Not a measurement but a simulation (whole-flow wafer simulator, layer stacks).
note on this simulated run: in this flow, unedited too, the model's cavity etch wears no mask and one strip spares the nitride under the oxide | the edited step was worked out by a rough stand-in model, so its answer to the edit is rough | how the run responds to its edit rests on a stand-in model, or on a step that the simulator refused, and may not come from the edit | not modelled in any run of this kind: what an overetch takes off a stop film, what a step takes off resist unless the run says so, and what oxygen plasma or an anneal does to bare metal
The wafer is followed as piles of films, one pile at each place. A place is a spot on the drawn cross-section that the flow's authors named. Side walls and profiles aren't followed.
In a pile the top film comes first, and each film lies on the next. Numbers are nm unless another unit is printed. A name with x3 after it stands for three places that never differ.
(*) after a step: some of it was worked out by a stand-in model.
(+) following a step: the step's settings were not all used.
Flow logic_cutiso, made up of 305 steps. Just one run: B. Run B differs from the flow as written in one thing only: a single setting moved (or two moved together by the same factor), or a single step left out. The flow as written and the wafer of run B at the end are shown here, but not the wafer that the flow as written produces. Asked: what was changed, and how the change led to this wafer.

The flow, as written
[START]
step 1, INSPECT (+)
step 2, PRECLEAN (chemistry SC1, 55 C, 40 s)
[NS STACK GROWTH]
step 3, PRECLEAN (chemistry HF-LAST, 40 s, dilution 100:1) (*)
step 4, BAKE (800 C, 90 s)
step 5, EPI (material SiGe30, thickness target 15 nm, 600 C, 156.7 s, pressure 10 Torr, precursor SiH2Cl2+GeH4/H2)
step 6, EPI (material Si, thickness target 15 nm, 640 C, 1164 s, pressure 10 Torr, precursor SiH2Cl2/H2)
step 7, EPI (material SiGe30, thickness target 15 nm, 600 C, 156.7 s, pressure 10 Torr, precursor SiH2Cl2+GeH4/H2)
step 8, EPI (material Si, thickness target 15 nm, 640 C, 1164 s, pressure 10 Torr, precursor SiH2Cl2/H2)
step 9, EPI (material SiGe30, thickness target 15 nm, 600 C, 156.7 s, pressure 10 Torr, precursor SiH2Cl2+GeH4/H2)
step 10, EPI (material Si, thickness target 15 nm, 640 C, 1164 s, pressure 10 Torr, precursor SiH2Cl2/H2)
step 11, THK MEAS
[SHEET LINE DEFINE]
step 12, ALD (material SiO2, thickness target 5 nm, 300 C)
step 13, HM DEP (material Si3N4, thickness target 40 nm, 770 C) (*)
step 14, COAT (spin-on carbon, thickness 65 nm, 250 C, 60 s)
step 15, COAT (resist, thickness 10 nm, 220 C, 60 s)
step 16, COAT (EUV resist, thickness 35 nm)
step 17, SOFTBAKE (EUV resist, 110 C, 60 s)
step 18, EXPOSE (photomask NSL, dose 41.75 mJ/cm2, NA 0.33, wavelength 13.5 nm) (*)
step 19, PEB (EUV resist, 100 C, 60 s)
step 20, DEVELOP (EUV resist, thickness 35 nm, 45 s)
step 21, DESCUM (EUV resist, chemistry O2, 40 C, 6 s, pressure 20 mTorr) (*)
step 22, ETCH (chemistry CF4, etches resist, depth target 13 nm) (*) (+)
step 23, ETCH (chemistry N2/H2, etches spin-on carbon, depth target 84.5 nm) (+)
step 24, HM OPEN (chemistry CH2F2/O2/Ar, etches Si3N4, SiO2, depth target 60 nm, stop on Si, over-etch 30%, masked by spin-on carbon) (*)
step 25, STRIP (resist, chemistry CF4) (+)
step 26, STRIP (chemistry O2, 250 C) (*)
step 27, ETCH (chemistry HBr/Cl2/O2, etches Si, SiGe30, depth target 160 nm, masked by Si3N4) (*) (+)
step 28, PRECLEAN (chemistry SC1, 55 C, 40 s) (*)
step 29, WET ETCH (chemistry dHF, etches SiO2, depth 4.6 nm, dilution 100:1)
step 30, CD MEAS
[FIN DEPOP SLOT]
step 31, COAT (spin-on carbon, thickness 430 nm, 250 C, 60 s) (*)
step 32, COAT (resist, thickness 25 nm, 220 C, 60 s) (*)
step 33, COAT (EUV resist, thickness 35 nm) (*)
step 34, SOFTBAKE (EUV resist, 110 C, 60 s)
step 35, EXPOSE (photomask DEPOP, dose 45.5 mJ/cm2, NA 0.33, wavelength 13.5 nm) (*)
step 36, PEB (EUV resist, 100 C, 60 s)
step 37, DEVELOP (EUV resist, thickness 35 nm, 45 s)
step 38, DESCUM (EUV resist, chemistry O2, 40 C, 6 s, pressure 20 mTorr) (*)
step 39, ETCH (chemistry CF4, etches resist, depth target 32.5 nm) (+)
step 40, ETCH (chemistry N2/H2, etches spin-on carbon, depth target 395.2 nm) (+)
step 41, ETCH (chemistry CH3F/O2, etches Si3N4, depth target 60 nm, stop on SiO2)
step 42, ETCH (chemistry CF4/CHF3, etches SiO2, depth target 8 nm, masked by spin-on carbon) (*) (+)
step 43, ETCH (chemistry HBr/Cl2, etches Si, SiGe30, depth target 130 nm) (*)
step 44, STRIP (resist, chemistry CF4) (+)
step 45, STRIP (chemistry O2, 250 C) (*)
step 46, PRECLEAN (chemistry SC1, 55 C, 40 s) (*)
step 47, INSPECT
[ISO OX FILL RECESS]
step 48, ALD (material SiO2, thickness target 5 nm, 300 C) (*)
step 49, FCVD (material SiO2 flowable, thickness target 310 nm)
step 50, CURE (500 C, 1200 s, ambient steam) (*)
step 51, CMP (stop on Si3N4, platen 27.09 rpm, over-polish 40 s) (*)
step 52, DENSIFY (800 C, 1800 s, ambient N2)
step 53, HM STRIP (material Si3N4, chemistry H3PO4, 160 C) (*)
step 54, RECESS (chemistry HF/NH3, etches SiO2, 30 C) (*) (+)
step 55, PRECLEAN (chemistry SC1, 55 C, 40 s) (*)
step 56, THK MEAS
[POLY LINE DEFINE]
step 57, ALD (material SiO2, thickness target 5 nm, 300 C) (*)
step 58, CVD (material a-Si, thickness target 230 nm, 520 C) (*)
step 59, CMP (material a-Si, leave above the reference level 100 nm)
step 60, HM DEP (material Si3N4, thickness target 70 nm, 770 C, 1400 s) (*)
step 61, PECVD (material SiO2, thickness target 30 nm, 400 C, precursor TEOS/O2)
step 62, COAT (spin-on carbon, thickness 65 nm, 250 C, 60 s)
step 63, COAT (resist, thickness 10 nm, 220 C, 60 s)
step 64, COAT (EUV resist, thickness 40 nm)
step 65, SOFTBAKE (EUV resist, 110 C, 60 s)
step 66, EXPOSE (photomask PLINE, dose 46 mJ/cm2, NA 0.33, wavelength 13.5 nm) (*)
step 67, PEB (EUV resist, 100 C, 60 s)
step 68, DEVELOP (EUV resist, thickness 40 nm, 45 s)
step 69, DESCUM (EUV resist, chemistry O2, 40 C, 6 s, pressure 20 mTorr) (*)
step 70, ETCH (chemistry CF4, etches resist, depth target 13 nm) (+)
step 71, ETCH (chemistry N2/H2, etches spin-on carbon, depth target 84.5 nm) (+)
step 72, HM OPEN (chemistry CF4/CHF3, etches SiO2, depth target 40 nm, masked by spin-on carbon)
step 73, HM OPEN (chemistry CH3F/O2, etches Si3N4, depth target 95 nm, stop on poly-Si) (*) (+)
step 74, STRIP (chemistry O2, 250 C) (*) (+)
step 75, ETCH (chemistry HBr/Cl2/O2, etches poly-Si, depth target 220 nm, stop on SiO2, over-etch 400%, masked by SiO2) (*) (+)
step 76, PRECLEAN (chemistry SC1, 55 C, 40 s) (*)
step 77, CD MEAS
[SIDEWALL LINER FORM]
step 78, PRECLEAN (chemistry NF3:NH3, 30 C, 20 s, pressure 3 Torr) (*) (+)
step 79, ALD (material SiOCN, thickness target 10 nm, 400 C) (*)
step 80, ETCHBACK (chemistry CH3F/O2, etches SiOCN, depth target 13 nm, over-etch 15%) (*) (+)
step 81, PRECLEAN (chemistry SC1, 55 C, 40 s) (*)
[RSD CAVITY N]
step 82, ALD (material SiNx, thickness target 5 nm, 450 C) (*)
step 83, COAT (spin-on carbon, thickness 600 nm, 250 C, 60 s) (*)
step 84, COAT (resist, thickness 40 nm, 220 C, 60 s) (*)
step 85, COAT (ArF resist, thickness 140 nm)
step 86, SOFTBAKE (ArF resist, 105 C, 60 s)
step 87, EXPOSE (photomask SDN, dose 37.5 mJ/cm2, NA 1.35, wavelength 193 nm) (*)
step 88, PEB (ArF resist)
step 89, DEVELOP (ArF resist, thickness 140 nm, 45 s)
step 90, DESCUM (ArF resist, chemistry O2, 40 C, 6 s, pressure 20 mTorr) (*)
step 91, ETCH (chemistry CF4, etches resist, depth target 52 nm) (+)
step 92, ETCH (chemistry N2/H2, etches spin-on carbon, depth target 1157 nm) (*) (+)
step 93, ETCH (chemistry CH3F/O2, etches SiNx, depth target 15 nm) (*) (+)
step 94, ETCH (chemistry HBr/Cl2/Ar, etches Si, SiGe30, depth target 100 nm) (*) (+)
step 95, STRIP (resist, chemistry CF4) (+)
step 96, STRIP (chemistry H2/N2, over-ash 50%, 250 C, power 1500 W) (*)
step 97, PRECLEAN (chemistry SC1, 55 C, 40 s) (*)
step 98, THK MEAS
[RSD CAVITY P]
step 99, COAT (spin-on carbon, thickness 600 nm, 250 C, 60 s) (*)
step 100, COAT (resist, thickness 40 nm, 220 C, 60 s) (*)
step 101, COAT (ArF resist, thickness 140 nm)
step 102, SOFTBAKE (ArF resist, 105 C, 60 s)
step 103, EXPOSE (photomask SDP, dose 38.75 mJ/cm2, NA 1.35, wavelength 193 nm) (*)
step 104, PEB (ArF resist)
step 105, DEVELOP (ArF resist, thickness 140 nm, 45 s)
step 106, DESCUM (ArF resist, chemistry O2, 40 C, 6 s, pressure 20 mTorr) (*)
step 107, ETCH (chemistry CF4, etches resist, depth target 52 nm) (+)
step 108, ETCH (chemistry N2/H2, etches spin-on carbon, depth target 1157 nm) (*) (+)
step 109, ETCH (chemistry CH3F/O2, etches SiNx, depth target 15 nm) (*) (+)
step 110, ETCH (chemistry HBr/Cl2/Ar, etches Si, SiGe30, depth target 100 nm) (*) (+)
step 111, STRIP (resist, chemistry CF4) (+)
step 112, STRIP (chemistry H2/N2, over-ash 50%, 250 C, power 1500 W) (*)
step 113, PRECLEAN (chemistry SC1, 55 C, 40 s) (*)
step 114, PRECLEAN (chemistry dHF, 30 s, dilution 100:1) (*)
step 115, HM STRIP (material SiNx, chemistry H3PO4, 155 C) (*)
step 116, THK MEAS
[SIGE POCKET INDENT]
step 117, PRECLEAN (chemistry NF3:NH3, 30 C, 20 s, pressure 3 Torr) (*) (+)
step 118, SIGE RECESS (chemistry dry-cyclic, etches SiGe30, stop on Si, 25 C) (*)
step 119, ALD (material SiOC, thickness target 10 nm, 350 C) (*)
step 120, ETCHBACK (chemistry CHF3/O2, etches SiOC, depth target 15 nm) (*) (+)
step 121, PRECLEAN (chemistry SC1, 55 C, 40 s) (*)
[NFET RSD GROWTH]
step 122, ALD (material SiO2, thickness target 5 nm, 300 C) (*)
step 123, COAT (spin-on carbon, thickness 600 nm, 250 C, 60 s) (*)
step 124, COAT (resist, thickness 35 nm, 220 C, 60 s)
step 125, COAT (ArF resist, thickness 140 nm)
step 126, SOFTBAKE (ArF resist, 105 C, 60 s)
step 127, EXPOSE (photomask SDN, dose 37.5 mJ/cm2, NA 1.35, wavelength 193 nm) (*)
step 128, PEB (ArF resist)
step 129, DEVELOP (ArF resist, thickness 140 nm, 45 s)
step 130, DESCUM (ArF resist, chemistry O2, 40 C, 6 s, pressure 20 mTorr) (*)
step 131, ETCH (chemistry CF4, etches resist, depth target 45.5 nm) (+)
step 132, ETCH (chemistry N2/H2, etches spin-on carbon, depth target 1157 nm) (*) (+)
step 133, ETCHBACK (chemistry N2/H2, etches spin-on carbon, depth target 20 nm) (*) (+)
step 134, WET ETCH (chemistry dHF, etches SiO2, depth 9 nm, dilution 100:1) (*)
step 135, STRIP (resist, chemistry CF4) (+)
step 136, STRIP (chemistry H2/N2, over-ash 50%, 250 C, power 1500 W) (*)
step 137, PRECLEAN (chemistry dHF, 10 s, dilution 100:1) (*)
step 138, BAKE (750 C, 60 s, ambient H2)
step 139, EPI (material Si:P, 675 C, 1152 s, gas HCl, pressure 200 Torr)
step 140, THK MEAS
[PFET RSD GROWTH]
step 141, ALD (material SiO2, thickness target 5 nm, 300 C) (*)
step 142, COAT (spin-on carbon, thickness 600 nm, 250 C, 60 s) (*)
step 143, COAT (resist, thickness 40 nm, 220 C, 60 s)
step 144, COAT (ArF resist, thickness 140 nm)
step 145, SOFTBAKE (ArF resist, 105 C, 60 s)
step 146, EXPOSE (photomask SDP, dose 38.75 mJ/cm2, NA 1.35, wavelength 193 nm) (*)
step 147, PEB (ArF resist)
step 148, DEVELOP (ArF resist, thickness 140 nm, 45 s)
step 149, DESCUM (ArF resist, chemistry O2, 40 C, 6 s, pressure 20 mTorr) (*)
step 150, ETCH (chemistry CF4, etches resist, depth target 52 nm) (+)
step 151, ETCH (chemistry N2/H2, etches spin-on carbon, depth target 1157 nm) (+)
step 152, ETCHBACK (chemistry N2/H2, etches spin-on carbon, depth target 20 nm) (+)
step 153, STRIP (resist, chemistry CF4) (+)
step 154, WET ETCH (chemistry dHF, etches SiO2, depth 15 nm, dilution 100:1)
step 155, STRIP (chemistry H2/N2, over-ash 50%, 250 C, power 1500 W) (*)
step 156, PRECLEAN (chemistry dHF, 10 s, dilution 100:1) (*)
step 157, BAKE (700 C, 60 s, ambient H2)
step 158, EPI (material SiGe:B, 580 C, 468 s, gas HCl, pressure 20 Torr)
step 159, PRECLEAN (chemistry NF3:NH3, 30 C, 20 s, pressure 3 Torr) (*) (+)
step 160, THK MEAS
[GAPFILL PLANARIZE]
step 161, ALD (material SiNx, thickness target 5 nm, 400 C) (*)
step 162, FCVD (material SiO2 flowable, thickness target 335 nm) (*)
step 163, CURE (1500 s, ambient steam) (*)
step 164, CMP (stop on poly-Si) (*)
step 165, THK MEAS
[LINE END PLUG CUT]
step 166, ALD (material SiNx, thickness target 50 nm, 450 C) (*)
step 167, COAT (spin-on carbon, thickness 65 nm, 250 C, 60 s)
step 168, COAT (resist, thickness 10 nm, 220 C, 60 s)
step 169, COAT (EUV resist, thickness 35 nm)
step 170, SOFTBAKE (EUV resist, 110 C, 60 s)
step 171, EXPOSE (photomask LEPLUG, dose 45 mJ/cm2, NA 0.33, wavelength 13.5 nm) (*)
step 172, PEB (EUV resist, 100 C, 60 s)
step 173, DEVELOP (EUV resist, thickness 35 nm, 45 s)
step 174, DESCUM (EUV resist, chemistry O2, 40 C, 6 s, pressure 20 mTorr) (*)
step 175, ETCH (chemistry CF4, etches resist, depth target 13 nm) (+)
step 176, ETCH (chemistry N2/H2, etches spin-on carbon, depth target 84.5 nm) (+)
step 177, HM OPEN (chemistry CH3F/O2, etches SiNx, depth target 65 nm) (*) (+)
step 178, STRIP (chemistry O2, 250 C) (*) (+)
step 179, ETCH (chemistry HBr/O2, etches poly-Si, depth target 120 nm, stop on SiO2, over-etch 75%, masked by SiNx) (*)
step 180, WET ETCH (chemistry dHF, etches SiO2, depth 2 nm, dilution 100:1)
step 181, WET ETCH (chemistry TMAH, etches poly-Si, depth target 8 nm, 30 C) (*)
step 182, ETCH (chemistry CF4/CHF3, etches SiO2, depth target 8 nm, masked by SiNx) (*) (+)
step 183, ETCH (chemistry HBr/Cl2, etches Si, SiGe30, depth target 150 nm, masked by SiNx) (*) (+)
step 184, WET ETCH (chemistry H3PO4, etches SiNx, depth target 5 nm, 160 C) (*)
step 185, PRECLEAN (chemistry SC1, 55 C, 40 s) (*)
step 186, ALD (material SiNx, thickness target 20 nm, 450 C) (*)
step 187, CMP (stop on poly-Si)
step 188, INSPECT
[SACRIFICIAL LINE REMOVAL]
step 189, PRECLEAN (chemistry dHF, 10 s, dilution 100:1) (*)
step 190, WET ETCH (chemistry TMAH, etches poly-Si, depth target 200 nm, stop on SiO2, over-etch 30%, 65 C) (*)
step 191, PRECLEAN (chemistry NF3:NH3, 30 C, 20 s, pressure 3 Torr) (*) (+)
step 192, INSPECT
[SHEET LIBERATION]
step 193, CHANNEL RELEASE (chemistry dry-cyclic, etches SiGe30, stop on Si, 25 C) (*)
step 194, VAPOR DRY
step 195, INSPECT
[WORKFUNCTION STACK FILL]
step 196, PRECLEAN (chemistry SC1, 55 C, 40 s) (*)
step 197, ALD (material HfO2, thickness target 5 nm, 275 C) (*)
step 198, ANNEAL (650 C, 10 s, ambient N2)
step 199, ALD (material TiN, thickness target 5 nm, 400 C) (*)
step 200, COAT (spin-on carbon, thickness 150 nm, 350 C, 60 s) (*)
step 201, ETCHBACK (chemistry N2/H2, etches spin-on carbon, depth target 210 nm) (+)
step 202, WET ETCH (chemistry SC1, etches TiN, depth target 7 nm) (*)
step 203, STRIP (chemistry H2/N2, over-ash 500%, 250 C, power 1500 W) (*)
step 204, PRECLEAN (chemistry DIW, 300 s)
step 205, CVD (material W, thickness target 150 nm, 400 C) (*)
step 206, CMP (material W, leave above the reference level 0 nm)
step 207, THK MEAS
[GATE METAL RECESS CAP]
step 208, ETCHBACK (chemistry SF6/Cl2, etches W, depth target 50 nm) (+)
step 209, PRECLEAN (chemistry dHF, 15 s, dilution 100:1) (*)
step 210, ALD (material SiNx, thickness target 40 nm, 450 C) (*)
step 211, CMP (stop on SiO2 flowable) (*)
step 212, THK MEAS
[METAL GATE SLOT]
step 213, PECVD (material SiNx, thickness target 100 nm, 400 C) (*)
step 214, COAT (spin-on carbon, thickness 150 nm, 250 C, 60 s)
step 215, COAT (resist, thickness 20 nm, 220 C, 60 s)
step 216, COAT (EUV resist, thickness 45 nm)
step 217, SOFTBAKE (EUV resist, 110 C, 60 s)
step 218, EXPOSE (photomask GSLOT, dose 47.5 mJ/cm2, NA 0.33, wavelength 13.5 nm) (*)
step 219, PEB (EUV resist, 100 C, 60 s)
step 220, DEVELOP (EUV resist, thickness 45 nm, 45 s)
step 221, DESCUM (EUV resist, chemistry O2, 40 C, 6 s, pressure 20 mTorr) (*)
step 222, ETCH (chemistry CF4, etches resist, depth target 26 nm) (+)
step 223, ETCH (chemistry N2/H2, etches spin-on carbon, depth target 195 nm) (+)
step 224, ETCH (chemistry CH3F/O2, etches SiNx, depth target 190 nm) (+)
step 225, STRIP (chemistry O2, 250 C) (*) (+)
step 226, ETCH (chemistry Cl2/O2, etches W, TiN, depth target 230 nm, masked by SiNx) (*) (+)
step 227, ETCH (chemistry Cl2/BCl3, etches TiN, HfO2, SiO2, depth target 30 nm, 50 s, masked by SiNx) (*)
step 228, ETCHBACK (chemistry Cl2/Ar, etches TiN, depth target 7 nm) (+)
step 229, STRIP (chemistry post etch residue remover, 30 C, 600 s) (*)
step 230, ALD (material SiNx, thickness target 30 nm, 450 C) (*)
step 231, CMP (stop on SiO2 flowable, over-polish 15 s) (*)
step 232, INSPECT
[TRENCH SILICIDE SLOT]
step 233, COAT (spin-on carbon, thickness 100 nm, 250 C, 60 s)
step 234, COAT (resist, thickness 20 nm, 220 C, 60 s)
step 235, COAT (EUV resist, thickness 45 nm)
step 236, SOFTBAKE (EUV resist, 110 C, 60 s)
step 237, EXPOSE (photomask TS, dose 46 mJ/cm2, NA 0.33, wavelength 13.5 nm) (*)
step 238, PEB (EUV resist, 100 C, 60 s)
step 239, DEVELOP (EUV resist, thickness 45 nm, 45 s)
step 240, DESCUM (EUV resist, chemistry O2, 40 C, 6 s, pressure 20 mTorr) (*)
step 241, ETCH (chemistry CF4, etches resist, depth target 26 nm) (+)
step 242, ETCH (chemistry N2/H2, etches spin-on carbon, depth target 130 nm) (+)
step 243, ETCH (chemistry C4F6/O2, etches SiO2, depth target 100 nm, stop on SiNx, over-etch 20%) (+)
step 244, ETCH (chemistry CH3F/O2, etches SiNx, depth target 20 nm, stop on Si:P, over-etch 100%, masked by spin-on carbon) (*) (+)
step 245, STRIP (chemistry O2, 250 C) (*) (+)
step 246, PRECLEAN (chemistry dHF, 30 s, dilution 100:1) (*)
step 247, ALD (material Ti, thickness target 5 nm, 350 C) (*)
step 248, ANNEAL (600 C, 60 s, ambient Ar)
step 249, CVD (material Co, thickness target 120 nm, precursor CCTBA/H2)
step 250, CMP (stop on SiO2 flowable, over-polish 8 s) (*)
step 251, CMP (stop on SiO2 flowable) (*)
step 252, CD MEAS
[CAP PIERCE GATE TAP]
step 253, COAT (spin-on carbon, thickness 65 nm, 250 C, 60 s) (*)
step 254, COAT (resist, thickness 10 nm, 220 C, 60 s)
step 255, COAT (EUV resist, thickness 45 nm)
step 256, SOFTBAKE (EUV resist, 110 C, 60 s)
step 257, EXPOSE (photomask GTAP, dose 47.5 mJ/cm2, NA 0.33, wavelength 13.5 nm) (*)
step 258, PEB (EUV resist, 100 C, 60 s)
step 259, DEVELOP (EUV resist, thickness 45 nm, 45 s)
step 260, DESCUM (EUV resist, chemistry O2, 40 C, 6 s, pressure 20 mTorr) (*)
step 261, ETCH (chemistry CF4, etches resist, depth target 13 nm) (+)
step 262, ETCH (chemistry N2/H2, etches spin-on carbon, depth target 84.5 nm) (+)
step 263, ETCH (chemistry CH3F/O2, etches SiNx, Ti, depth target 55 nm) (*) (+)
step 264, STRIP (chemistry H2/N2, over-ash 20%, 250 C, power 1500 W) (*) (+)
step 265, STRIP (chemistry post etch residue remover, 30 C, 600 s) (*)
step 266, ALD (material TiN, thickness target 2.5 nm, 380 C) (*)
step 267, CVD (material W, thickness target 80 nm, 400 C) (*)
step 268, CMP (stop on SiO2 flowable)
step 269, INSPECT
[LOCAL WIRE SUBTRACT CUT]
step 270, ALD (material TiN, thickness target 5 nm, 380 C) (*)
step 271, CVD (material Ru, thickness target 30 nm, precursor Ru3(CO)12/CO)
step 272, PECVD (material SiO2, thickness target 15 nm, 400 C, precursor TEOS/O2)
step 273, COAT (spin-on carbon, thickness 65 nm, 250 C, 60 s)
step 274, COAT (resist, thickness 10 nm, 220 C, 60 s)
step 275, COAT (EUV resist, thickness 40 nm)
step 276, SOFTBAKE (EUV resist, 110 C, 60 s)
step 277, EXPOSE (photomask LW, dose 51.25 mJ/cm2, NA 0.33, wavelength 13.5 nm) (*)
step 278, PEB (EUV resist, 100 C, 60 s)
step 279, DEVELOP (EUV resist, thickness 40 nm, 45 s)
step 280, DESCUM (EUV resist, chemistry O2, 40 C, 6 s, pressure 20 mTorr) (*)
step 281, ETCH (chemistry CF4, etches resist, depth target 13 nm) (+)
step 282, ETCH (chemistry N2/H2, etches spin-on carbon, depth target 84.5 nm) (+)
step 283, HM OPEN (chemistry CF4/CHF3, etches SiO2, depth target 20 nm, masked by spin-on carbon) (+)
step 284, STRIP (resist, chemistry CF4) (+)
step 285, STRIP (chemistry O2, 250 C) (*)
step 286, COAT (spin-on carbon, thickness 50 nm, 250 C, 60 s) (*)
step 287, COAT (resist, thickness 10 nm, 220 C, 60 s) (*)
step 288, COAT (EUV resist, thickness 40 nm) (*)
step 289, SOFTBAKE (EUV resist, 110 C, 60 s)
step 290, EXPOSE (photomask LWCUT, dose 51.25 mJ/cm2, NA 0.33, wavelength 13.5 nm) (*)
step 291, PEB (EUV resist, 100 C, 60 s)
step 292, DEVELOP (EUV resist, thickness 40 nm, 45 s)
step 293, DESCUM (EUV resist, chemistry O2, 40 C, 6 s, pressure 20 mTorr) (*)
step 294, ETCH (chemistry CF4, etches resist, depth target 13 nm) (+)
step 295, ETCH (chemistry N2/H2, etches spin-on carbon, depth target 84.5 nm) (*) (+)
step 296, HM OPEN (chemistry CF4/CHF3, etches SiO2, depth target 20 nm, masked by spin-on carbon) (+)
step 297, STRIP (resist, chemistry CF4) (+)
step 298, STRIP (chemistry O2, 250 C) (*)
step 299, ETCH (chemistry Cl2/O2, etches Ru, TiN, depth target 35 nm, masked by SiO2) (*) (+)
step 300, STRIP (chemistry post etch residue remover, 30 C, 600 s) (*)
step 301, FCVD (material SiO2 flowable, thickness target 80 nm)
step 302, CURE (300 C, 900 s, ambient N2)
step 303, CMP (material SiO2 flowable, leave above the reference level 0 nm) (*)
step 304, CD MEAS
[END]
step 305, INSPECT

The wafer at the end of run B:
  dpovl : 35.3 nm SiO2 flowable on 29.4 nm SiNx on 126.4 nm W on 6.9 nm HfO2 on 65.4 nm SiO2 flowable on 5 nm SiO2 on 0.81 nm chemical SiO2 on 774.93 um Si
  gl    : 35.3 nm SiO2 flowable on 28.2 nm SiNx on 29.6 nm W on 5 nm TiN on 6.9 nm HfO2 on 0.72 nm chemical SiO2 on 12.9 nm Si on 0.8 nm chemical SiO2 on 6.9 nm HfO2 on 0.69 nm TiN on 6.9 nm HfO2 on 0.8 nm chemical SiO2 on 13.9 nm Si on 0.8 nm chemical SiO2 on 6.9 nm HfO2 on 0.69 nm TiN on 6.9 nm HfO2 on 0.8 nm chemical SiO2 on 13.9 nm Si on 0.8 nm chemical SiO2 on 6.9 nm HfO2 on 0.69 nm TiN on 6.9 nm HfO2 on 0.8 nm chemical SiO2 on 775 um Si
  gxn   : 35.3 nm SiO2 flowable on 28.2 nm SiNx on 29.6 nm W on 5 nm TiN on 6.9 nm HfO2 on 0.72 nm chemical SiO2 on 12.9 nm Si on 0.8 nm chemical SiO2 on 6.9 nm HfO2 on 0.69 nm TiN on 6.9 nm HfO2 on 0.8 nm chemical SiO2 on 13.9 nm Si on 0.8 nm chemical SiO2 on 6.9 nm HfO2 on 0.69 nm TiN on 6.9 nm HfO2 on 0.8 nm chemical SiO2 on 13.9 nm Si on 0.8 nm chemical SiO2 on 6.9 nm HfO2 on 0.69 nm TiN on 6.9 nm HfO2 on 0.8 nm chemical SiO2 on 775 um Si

Cause: step 197, ALD: thickness target 6.9 nm was run, whereas the flow has thickness target 5 nm.
One can read it off the wafer: dpovl has HfO2 6.9, and step 197 as written asks for 5 nm.

The path from the change to this, step by step:
  step 197, ALD (material HfO2, thickness target 5 nm, 275 C) (*)
      depop, dpovl, gfld and 12 more: HfO2 gains 6.9 (new film) (it would be, as written: HfO2 gains 5 (new film))
      gl, glp, gxn, gxp, ns, tap: HfO2 gains 6.9 (new film), HfO2 gains 6.9 (new film), cavity loses 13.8, HfO2 gains 6.9 (new film), HfO2 gains 6.9 (new film), cavity loses 13.8, HfO2 gains 6.9 (new film), HfO2 gains 6.9 (new film), cavity loses 13.8, HfO2 gains 6.9 (new film) (it would be, as written: HfO2 gains 5 (new film), HfO2 gains 5 (new film), cavity loses 10, HfO2 gains 5 (new film), HfO2 gains 5 (new film), cavity loses 10, HfO2 gains 5 (new film), HfO2 gains 5 (new film), cavity loses 10, HfO2 gains 5 (new film))
      (also at 1 further place)
  step 199, ALD (material TiN, thickness target 5 nm, 400 C) (*)
      gl, glp, tap: TiN gains 5 (new film), TiN gains 0.69 (new film), cavity loses 0.69 (all of it), TiN gains 0.69 (new film), cavity loses 0.69 (all of it), TiN gains 0.69 (new film), cavity loses 0.69 (all of it) (it would be, as written: TiN gains 5.26 (new film), TiN gains 4.49 (new film), cavity loses 4.49 (all of it), TiN gains 4.49 (new film), cavity loses 4.49 (all of it), TiN gains 4.49 (new film), cavity loses 4.49 (all of it))
      gxn, gxp, ns: TiN gains 5 (new film), TiN gains 0.69 (new film), cavity loses 0.69 (all of it), TiN gains 0.69 (new film), cavity loses 0.69 (all of it), TiN gains 0.69 (new film), cavity loses 0.69 (all of it) (it would be, as written: TiN gains 5 (new film), TiN gains 4.49 (new film), cavity loses 4.49 (all of it), TiN gains 4.49 (new film), cavity loses 4.49 (all of it), TiN gains 4.49 (new film), cavity loses 4.49 (all of it))
      (also at 2 further places)
  step 200, COAT (spin-on carbon, thickness 150 nm, 350 C, 60 s) (*)
      gl, glp: spin-on carbon gains 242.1 (new film) (it would be, as written: spin-on carbon gains 236.9 (new film))
      gxn, gxp: spin-on carbon gains 242 (new film) (it would be, as written: spin-on carbon gains 236.9 (new film))
      (also at 18 further places)
  step 201, ETCHBACK (chemistry N2/H2, etches spin-on carbon, depth target 210 nm) (+)
      lnr, lnrp: spin-on carbon loses 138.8 (all of it) (it would be, as written: spin-on carbon loses 133.9 (all of it))
      rsdn, rsdw: spin-on carbon loses 150.7 (all of it) (it would be, as written: spin-on carbon loses 145.8 (all of it))
      (also at 11 further places)
  step 203, STRIP (chemistry H2/N2, over-ash 500%, 250 C, power 1500 W) (*)
      gl, glp: spin-on carbon loses 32 (all of it) (it would be, as written: spin-on carbon loses 26.7 (all of it))
      gxn, gxp: spin-on carbon loses 31.9 (all of it) (it would be, as written: spin-on carbon loses 26.8 (all of it))
      (also at 3 further places)
  step 205, CVD (material W, thickness target 150 nm, 400 C) (*)
      gxf: W gains 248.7 (new film) (it would be, as written: W gains 337.8 (new film))
  step 206, CMP (material W, leave above the reference level 0 nm)
      lnr, lnri, lnrp, lnrt: W loses 150 (all of it), HfO2 loses 6.9 (all of it), SiOCN loses 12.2 (it would be, as written: W loses 150 (all of it), HfO2 loses 5 (all of it), SiOCN loses 12.2)
      rsdn, rsdp, rsdw, rsdx: W loses 162.2 (all of it), HfO2 loses 6.9 (all of it) (it would be, as written: W loses 162.2 (all of it), HfO2 loses 5 (all of it))
      (also at 2 further places)
  step 226, ETCH (chemistry Cl2/O2, etches W, TiN, depth target 230 nm, masked by SiNx) (*) (+)
      gfld: W loses 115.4 (all of it), TiN loses 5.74 (all of it), HfO2 loses 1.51 (it would be, as written: W loses 115.4 (all of it), TiN loses 7.64 (all of it), HfO2 loses 1.54)
  step 227, ETCH (chemistry Cl2/BCl3, etches TiN, HfO2, SiO2, depth target 30 nm, 50 s, masked by SiNx) (*)
      gfld: HfO2 loses 5.39 (all of it), SiO2 flowable loses 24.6 (it would be, as written: HfO2 loses 3.46 (all of it), SiO2 flowable loses 26.5)
